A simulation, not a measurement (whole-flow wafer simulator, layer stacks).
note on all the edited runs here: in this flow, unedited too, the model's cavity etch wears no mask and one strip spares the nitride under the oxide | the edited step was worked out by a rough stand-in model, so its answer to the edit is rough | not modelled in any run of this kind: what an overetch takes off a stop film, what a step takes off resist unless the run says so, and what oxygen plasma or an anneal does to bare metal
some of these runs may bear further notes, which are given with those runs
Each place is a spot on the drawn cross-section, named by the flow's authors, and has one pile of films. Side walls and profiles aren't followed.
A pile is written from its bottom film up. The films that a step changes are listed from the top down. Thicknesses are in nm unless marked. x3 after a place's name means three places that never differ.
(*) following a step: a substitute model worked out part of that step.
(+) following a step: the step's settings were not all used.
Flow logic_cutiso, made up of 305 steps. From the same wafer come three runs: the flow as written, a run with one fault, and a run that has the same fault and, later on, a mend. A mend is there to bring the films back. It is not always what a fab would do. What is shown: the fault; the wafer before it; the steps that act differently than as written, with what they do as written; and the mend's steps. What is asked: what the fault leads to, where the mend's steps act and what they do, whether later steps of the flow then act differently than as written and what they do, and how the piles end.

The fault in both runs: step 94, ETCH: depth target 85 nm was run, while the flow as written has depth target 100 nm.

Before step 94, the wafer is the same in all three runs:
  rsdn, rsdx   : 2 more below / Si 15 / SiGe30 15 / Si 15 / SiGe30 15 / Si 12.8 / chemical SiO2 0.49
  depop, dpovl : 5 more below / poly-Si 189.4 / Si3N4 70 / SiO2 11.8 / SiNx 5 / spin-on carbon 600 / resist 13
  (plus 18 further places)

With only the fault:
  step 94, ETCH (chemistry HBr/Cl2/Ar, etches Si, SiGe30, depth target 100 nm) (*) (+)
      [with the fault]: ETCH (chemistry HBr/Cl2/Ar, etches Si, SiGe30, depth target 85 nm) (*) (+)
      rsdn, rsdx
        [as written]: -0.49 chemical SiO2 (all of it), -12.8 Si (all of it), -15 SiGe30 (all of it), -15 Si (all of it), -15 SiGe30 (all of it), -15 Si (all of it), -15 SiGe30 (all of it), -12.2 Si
        [with the fault]: -0.49 chemical SiO2 (all of it), -12.8 Si (all of it), -15 SiGe30 (all of it), -15 Si (all of it), -15 SiGe30 (all of it), -15 Si (all of it), -12.2 SiGe30
  Steps later in the flow that act otherwise than as written (not shown: 22 more steps that differ only slightly, by at most 2% or 0.5 nm, whichever is larger):
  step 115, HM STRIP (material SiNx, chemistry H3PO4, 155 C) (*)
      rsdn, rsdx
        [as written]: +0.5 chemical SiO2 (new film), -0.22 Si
        [with the fault]: +0.5 chemical SiO2 (new film), -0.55 SiGe30
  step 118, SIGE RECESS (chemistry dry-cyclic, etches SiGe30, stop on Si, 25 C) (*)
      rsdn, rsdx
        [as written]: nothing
        [with the fault]: -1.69 SiGe30 (all of it)
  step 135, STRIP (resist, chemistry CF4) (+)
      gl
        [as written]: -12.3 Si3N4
        [with the fault]: -12.9 Si3N4
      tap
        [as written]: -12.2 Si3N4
        [with the fault]: -12.9 Si3N4
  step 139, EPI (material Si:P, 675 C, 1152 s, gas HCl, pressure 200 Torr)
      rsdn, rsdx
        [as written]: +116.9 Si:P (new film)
        [with the fault]: +104.2 Si:P (new film)
  The piles end different from the flow's at rsdn, rsdx by more than 2% or 0.5 nm, whichever is larger.
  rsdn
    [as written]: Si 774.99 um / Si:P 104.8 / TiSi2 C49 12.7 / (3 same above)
    [with the fault]: Si 775 um / Si:P 92 / TiSi2 C49 12.7 / (3 same above)
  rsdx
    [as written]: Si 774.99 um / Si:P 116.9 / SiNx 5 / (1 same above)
    [with the fault]: Si 775 um / Si:P 104.2 / SiNx 5 / (1 same above)

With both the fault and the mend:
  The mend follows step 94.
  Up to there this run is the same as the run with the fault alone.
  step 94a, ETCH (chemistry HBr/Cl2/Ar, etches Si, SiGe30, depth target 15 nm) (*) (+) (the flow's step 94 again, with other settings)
      rsdn, rsdx
        -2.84 SiGe30 (all of it), -12.2 Si
  Every later step of the flow that is run acts as written at every place that is followed.
  The piles end the same as the flow's at every place that both follow.
